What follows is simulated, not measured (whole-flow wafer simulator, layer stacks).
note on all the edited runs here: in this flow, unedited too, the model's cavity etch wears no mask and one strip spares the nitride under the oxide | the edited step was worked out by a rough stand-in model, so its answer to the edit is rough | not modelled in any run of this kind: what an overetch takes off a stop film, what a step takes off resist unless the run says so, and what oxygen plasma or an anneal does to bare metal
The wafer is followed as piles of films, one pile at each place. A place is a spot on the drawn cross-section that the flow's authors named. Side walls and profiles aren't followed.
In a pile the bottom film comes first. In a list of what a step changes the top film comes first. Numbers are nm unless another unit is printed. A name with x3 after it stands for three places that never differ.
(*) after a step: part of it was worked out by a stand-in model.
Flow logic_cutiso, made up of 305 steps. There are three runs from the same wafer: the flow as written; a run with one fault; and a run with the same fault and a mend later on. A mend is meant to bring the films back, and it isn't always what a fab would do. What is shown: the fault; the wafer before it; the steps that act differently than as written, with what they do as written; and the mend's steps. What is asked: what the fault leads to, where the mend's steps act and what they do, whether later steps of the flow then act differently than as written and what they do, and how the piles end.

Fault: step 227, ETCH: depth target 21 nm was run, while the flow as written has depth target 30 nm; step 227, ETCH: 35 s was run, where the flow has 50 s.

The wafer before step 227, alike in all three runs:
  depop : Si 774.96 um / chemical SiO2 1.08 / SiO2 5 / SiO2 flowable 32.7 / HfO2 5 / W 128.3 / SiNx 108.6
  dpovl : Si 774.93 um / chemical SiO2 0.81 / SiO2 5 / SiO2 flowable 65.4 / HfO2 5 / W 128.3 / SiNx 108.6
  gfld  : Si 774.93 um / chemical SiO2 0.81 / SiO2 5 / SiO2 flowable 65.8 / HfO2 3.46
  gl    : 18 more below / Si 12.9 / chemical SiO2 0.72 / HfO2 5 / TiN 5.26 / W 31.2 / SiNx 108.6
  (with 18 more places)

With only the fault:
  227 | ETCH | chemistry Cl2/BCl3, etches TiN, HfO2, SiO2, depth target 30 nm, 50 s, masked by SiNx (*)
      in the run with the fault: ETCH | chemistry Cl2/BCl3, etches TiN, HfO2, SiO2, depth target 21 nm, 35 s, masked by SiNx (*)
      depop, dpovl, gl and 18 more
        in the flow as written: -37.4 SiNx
        in the run with the fault: -26.2 SiNx
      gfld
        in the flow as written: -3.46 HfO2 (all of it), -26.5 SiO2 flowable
        in the run with the fault: -3.46 HfO2 (all of it), -17.5 SiO2 flowable
  Steps further on in the flow that do not act as written (1 other step is not shown; it differs only slightly, by no more than 2% or 0.5 nm, whichever is larger):
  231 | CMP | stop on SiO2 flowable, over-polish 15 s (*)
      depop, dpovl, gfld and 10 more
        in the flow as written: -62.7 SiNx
        in the run with the fault: -74 SiNx
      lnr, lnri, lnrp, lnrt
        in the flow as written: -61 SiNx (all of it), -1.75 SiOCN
        in the run with the fault: -72.2 SiNx (all of it), -1.75 SiOCN
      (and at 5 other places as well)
  At gfld, the piles at the end differ from the flow's by more than 2% or 0.5 nm, whichever is larger.
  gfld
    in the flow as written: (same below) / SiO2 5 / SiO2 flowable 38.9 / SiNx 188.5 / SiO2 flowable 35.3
    in the run with the fault: (same below) / SiO2 5 / SiO2 flowable 47.9 / SiNx 179.5 / SiO2 flowable 35.3

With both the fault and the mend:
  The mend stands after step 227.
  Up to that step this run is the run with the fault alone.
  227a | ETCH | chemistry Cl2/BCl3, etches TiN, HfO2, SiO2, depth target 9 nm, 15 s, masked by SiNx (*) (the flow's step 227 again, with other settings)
      depop, dpovl, gl and 18 more
        -11.2 SiNx
      gfld
        -9 SiO2 flowable
  None of the later steps of the flow acts differently than as written at any place that is followed.
  At every place that both follow, the piles at the end match the flow's.
